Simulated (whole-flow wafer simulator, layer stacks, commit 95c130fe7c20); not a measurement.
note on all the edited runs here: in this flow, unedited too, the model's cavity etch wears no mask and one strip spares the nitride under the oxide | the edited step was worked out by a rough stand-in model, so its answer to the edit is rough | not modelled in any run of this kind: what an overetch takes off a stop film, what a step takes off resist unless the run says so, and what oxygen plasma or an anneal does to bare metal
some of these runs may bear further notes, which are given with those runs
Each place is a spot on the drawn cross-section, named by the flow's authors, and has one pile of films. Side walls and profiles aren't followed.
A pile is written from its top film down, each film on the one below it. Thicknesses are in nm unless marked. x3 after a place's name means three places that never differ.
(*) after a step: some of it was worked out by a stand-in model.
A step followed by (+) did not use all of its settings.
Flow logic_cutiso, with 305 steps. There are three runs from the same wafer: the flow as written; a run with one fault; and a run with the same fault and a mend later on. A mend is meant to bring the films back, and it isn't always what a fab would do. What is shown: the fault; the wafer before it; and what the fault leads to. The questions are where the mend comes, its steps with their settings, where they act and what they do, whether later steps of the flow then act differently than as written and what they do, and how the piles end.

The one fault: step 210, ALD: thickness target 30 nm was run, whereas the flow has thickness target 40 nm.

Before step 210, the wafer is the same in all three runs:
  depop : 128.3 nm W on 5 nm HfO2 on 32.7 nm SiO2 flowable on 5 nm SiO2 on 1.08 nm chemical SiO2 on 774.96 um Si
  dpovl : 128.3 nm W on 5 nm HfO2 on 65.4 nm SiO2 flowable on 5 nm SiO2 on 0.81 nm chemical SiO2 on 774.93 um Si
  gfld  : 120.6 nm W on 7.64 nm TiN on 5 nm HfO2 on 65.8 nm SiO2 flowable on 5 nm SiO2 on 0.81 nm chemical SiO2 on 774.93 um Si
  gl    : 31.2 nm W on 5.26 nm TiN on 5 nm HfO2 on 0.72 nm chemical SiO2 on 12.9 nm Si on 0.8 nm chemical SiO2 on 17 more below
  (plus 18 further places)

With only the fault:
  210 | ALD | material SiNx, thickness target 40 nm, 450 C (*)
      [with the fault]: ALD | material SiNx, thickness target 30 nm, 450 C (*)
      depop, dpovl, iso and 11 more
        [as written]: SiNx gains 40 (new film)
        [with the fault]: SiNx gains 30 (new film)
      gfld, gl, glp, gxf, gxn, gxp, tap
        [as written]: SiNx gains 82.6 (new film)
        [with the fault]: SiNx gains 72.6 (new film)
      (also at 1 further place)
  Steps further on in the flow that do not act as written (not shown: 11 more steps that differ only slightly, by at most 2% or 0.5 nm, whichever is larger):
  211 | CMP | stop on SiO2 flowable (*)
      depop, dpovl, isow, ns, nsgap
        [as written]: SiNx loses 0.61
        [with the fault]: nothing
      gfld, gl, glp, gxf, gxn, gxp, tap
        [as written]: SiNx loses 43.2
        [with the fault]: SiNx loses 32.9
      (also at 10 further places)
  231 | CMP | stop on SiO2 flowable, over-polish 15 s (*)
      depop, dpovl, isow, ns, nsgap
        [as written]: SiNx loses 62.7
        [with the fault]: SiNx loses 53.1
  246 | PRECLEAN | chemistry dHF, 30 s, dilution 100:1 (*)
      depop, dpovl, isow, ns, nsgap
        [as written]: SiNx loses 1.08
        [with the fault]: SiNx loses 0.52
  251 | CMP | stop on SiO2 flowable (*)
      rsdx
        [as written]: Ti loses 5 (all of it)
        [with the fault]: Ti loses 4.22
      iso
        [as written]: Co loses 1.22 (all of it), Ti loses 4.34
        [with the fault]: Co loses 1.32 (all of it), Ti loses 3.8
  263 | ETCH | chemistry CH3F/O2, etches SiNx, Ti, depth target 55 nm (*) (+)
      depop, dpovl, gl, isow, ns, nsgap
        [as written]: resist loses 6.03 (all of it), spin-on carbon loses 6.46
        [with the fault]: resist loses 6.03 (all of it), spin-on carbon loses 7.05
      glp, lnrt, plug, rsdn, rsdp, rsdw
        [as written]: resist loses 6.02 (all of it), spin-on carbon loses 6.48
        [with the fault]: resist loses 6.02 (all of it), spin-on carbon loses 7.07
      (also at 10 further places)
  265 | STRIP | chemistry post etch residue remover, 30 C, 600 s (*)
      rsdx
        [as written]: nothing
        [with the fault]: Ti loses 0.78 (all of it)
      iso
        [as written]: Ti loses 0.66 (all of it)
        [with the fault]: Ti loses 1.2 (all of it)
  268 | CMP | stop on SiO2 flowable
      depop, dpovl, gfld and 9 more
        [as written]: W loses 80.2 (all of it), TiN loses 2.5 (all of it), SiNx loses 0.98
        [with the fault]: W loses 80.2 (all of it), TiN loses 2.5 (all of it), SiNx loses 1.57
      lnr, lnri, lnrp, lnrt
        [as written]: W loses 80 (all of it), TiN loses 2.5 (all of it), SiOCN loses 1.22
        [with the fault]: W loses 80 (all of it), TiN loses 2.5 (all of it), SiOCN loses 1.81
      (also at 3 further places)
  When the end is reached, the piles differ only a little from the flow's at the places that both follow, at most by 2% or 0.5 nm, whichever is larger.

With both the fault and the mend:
  The mend follows step 210.
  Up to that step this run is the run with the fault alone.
  210a | ALD | material SiNx, thickness target 10 nm, 450 C (*) (the flow's step 210, run once more with other settings)
      depop, dpovl, gfld and 19 more
        SiNx gains 10
  Steps further on in the flow that do not act as written:
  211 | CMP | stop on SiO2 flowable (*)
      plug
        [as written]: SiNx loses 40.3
        [with the mend]: SiNx loses 39.2
  When the end is reached, the piles differ only a little from the flow's at the places that both follow, at most by 2% or 0.5 nm, whichever is larger.
